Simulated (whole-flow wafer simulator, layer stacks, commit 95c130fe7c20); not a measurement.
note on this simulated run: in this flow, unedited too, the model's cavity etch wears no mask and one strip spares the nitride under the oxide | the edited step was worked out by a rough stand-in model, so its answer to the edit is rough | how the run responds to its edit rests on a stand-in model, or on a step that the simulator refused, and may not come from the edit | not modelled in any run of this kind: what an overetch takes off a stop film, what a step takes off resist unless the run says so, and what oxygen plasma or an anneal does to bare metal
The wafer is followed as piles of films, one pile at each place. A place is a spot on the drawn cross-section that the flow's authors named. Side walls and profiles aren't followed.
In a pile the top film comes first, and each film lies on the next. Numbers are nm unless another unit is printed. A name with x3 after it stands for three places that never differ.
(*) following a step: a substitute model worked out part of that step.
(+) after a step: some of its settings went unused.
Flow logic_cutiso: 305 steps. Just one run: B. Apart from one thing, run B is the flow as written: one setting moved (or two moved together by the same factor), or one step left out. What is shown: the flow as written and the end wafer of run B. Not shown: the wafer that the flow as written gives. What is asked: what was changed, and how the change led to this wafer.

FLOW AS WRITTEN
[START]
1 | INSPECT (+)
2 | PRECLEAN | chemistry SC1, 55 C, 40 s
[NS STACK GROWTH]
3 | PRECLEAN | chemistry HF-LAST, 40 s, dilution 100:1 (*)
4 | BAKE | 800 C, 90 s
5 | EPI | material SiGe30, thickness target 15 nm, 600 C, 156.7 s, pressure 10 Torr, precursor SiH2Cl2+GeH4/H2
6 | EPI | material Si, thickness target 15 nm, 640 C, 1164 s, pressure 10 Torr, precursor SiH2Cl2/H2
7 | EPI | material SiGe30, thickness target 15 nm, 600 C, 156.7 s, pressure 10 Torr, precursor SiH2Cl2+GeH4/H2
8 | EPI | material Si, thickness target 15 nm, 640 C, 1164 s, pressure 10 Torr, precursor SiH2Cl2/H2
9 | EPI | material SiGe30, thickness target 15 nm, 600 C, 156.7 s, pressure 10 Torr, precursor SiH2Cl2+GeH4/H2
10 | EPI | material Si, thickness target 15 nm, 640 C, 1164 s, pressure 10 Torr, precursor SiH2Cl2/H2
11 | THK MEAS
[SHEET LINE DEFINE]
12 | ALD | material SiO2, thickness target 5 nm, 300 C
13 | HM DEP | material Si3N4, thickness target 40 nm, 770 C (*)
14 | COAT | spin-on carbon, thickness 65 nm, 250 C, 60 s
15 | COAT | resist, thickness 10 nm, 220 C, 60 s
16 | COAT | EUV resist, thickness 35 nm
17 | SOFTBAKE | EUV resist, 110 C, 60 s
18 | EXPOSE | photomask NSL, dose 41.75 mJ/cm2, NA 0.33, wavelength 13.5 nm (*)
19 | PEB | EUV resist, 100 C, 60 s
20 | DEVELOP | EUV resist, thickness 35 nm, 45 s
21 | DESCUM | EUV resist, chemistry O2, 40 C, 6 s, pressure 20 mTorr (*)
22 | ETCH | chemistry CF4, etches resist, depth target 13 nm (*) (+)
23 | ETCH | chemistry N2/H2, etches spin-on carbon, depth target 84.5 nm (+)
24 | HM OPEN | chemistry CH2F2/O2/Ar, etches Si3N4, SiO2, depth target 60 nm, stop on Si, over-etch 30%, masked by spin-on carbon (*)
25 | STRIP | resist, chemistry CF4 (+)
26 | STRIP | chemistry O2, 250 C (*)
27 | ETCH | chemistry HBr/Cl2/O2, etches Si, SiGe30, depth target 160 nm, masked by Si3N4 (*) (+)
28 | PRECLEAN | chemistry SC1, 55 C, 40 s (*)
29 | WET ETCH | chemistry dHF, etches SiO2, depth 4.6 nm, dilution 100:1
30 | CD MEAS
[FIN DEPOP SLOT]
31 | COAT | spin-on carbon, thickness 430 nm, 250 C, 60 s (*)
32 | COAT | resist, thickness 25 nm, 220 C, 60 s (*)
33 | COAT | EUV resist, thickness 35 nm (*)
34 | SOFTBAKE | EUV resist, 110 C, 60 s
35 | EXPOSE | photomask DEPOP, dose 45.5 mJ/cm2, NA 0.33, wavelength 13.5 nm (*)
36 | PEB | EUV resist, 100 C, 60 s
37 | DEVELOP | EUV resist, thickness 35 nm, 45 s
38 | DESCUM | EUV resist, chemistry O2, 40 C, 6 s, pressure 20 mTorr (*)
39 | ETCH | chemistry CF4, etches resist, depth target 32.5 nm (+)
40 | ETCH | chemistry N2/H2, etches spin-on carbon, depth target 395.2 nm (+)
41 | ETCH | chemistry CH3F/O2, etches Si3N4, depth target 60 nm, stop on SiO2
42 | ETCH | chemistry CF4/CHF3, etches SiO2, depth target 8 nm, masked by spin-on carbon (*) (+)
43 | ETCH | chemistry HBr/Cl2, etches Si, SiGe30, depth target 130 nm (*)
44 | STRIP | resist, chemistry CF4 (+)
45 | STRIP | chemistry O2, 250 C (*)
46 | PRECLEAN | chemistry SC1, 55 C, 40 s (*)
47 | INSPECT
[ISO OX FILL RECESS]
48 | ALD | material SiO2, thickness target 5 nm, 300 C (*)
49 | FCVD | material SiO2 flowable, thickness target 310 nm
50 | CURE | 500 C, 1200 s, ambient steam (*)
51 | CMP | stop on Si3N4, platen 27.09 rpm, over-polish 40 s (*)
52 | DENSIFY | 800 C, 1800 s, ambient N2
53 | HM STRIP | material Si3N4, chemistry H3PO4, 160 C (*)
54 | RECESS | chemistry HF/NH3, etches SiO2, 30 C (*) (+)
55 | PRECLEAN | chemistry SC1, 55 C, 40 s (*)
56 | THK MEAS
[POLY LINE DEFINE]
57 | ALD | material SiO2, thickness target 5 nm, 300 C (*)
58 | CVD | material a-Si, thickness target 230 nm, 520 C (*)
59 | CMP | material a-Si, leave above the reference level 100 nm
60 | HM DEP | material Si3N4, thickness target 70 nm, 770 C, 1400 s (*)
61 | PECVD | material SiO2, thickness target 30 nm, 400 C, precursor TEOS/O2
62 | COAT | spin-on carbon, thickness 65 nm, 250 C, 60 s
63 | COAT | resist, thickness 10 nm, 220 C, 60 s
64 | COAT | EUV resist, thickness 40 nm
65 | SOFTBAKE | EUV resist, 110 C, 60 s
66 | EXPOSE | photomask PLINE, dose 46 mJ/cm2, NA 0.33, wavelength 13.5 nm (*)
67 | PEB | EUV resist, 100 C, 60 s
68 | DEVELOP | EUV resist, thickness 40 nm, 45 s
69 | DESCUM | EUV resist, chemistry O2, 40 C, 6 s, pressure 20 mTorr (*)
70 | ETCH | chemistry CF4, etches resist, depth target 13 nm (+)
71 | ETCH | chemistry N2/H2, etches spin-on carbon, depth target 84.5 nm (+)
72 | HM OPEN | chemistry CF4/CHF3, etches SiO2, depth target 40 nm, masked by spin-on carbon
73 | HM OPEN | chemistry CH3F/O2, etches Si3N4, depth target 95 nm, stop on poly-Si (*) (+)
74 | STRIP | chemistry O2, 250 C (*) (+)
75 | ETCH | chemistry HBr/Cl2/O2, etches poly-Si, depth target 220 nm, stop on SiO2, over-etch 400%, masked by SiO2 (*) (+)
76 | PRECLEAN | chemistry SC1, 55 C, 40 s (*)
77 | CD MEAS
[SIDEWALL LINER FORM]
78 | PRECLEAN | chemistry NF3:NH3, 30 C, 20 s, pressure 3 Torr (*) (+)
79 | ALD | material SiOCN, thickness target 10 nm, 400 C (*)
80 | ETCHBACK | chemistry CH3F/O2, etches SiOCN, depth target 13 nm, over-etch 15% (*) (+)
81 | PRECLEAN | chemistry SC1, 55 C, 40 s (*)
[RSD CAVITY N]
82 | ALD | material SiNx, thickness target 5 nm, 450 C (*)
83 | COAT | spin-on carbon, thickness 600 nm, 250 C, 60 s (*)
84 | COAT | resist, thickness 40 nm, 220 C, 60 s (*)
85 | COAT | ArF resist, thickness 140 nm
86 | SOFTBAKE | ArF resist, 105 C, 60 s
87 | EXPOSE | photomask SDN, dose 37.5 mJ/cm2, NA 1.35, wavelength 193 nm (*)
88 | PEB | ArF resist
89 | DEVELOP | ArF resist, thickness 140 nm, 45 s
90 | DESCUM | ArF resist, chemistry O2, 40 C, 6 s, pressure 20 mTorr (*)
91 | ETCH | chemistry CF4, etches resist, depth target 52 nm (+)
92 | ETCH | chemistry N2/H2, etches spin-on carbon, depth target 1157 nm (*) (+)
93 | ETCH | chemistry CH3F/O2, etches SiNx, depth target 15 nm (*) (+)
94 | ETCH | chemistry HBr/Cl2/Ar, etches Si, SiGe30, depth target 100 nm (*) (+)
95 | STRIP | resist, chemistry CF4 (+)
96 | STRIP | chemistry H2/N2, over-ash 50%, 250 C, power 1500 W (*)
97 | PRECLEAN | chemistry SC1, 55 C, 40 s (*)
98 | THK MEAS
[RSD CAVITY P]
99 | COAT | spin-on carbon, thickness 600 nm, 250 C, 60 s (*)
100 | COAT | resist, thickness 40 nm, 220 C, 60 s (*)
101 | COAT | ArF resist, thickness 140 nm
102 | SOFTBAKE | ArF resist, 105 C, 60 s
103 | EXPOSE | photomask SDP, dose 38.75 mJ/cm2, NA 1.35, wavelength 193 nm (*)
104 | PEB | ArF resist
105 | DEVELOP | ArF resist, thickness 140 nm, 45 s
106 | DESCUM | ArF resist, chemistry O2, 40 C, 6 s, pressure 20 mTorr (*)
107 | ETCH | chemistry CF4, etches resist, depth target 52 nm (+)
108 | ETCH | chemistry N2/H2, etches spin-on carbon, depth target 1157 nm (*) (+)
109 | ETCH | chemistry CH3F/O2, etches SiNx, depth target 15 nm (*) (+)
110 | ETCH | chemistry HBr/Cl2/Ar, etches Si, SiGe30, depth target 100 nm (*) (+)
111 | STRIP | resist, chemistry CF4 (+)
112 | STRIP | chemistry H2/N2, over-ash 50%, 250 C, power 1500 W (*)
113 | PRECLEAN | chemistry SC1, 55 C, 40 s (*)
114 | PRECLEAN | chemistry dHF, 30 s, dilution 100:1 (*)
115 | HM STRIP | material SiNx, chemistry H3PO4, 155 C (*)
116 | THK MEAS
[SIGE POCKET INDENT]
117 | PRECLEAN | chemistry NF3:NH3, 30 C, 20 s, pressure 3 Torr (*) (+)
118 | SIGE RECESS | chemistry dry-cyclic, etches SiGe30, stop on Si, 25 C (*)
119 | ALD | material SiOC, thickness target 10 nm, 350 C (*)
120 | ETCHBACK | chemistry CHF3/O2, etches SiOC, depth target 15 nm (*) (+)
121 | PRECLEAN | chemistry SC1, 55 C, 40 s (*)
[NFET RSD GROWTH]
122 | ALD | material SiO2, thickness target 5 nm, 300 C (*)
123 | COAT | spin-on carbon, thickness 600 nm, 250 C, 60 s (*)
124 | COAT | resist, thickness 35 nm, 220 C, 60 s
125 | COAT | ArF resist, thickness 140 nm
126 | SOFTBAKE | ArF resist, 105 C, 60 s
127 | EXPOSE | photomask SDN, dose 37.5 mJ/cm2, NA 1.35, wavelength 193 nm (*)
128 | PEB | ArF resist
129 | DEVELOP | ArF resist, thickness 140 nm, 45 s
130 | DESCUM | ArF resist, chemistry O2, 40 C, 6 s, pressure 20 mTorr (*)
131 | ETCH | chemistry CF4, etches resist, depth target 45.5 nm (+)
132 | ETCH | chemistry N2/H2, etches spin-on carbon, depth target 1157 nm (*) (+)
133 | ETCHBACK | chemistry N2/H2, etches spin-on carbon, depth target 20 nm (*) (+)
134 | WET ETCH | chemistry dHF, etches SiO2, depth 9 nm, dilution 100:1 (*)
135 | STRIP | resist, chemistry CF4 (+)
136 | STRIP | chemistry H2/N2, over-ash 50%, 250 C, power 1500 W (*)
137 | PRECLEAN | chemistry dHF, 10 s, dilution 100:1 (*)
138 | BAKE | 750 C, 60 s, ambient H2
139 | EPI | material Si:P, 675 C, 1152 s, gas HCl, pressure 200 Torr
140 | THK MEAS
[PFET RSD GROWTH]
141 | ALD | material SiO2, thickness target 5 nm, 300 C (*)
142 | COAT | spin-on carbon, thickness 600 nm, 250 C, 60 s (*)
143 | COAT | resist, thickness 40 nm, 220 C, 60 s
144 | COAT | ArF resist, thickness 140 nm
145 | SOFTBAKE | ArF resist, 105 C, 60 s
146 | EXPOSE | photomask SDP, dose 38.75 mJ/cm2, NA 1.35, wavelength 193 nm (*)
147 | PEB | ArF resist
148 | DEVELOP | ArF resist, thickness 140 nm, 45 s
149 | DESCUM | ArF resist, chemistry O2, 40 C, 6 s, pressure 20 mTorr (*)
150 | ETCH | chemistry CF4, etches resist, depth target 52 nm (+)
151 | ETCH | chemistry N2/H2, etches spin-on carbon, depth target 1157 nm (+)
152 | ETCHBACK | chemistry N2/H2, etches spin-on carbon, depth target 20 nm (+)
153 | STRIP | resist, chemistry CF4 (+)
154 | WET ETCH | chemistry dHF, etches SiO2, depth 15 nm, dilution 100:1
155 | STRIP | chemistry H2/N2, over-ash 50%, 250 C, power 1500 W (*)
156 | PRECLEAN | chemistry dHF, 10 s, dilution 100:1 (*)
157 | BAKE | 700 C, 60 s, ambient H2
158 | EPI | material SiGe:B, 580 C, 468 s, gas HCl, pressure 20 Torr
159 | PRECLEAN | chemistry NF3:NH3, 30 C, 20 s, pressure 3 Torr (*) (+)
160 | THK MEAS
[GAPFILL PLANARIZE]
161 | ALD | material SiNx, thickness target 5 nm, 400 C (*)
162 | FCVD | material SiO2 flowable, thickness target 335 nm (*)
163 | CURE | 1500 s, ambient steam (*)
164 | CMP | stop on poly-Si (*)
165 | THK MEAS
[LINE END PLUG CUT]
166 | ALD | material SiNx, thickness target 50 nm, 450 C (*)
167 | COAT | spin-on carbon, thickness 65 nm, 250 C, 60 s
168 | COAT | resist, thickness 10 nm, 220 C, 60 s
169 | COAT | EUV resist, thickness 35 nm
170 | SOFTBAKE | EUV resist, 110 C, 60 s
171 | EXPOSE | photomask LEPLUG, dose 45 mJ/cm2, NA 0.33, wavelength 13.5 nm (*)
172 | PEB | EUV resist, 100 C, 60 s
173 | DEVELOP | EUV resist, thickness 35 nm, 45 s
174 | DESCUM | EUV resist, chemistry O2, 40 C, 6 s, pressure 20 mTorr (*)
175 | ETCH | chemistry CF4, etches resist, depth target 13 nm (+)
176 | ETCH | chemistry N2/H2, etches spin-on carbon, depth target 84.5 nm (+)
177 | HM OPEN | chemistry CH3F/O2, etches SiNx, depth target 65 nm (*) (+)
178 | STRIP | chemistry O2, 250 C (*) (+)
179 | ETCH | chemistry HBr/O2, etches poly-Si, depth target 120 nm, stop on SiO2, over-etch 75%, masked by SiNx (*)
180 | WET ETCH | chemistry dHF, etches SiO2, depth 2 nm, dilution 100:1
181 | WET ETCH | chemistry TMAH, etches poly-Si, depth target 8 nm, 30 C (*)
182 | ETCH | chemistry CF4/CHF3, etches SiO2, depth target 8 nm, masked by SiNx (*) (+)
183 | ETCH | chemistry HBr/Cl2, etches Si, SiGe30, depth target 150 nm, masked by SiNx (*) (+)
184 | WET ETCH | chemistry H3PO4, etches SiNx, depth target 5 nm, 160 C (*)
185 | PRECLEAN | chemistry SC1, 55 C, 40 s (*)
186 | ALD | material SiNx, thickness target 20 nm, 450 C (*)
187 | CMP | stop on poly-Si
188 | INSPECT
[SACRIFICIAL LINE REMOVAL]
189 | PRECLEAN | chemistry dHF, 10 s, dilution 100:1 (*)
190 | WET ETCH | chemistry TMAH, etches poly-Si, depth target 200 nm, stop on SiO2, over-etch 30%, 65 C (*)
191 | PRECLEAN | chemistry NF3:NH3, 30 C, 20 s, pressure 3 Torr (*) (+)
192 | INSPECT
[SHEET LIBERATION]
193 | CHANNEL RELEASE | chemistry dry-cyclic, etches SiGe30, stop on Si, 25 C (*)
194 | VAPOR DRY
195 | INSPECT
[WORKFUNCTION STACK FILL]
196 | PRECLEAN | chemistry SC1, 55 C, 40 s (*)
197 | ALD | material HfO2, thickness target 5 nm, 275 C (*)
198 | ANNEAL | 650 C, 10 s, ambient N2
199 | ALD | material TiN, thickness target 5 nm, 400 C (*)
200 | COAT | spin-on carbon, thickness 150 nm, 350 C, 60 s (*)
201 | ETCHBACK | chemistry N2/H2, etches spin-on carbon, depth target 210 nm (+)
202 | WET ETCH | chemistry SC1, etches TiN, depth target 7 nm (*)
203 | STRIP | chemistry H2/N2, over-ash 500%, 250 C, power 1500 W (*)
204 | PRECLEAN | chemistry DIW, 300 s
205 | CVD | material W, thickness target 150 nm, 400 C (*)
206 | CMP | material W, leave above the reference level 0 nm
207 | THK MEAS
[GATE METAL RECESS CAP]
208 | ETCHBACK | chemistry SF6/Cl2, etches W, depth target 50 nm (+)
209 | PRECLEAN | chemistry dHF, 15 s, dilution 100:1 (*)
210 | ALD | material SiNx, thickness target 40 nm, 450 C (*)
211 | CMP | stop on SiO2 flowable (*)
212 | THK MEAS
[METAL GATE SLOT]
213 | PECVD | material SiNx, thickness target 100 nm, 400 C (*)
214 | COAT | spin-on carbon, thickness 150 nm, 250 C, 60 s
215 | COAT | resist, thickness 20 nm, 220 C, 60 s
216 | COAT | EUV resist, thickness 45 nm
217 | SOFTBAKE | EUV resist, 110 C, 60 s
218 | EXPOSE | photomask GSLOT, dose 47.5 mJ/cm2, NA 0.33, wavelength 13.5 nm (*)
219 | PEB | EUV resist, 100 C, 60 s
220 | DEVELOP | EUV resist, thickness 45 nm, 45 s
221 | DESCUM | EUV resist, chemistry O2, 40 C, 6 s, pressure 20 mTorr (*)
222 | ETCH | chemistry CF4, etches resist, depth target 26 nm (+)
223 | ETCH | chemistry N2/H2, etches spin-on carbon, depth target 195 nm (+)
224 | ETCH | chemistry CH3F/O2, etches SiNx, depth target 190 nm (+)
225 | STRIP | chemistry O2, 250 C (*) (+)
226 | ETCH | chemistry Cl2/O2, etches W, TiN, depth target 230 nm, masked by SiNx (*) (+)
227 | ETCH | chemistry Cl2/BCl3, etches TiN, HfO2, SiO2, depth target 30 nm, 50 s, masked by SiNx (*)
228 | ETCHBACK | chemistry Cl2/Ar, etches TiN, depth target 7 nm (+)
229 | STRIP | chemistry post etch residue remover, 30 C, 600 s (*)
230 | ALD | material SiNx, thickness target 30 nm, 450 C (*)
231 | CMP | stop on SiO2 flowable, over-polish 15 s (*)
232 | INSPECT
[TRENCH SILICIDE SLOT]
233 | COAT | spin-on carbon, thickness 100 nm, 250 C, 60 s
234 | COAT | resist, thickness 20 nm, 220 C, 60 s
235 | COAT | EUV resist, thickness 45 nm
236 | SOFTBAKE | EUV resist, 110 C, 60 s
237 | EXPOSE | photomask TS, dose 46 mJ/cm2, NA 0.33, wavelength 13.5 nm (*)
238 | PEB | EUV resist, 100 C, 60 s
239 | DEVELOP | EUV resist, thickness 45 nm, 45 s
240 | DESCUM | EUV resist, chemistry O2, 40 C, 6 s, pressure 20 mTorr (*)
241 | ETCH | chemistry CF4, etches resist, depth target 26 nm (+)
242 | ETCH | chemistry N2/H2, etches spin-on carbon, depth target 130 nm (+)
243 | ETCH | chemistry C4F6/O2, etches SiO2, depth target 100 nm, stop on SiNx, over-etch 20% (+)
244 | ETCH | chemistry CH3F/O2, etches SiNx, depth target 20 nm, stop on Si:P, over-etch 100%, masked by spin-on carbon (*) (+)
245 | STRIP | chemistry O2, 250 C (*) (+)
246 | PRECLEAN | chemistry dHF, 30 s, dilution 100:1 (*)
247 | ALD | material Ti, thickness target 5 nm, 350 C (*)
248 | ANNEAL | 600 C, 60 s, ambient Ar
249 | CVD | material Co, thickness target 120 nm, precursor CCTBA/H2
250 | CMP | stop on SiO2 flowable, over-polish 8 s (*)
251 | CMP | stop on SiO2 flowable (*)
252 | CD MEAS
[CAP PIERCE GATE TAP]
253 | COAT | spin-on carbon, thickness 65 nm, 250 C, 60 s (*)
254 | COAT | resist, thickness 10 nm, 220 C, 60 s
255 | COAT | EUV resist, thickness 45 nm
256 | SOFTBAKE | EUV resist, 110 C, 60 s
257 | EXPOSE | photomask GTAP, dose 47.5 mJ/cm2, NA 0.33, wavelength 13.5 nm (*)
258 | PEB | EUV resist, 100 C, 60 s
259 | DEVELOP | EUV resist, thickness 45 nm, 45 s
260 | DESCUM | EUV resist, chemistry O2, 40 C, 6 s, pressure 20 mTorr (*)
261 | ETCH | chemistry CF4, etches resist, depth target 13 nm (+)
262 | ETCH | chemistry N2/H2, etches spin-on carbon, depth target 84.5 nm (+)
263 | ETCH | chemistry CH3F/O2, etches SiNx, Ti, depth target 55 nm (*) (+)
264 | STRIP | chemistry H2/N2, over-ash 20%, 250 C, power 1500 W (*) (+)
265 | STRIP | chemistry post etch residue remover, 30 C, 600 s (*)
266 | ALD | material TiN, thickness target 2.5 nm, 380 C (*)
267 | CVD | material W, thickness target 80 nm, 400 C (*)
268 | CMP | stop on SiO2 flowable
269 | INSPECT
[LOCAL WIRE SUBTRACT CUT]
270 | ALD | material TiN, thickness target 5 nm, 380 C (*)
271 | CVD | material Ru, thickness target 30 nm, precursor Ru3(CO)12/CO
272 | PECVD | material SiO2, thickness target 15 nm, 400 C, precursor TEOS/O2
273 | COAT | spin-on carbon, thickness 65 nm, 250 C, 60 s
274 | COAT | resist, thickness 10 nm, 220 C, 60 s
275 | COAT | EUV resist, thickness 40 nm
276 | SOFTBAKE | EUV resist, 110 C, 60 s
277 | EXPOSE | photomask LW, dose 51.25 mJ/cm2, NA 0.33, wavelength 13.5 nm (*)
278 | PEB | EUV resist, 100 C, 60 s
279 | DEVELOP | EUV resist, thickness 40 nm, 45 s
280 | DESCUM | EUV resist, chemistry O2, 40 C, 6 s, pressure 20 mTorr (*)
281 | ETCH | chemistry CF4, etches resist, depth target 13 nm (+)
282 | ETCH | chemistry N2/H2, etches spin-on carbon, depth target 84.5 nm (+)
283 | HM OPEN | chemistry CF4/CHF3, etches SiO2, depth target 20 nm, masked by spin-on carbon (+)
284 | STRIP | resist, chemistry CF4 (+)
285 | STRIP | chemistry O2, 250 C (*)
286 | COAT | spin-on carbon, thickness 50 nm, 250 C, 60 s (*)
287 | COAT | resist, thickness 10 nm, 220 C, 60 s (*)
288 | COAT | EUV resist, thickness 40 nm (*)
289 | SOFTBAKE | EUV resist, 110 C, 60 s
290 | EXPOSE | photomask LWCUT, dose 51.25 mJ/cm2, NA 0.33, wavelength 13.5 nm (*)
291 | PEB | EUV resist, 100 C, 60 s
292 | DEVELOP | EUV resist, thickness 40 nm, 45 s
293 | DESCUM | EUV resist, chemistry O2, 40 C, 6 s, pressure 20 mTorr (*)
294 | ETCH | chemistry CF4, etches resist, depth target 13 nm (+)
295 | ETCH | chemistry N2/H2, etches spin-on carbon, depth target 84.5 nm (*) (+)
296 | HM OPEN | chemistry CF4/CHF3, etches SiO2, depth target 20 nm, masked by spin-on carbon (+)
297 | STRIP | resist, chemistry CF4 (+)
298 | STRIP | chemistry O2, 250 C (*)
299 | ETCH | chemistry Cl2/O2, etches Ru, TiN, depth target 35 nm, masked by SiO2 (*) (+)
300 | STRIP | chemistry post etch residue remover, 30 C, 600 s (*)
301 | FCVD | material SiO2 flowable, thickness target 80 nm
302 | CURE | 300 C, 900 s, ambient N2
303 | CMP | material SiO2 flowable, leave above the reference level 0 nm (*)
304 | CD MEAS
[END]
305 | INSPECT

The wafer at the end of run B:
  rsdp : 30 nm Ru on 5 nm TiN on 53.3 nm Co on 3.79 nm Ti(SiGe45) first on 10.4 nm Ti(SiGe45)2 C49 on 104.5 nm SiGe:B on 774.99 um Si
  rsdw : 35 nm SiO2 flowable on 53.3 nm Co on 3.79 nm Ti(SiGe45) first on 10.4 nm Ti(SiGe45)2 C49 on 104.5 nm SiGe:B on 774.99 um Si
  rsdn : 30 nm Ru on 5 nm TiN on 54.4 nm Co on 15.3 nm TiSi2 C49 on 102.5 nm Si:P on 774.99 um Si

Cause: step 247, ALD: thickness target 6 nm was run, whereas the flow has thickness target 5 nm.

How this came from the change, step by step:
  247 | ALD | material Ti, thickness target 5 nm, 350 C (*)
      depop, dpovl, gfld and 19 more: Ti gains 6 (new film) (it would be, as written: Ti gains 5 (new film))
  248 | ANNEAL | 600 C, 60 s, ambient Ar
      rsdp, rsdw: Ti(SiGe45) first gains 3.79 (new film), Ti(SiGe45)2 C49 gains 10.4 (new film), Ti loses 6 (all of it), SiGe:B loses 11.8 (it would be, as written: Ti(SiGe45) first gains 8.95 (new film), Ti loses 5 (all of it), SiGe:B loses 5.98)
      rsdn: TiSi2 C49 gains 15.3 (new film), Ti loses 6 (all of it), Si:P loses 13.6 (it would be, as written: TiSi2 C49 gains 12.7 (new film), Ti loses 5 (all of it), Si:P loses 11.3)
  250 | CMP | stop on SiO2 flowable, over-polish 8 s (*)
      iso: Co loses 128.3 (all of it) (it would be, as written: Co loses 127.1)
      rsdx: Co loses 127.9 (all of it), Ti loses 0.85 (it would be, as written: Co loses 127.9 (all of it))
      (as well as at 17 more places)
  251 | CMP | stop on SiO2 flowable (*)
      iso: Ti loses 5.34 (it would be, as written: Co loses 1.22 (all of it), Ti loses 4.34)
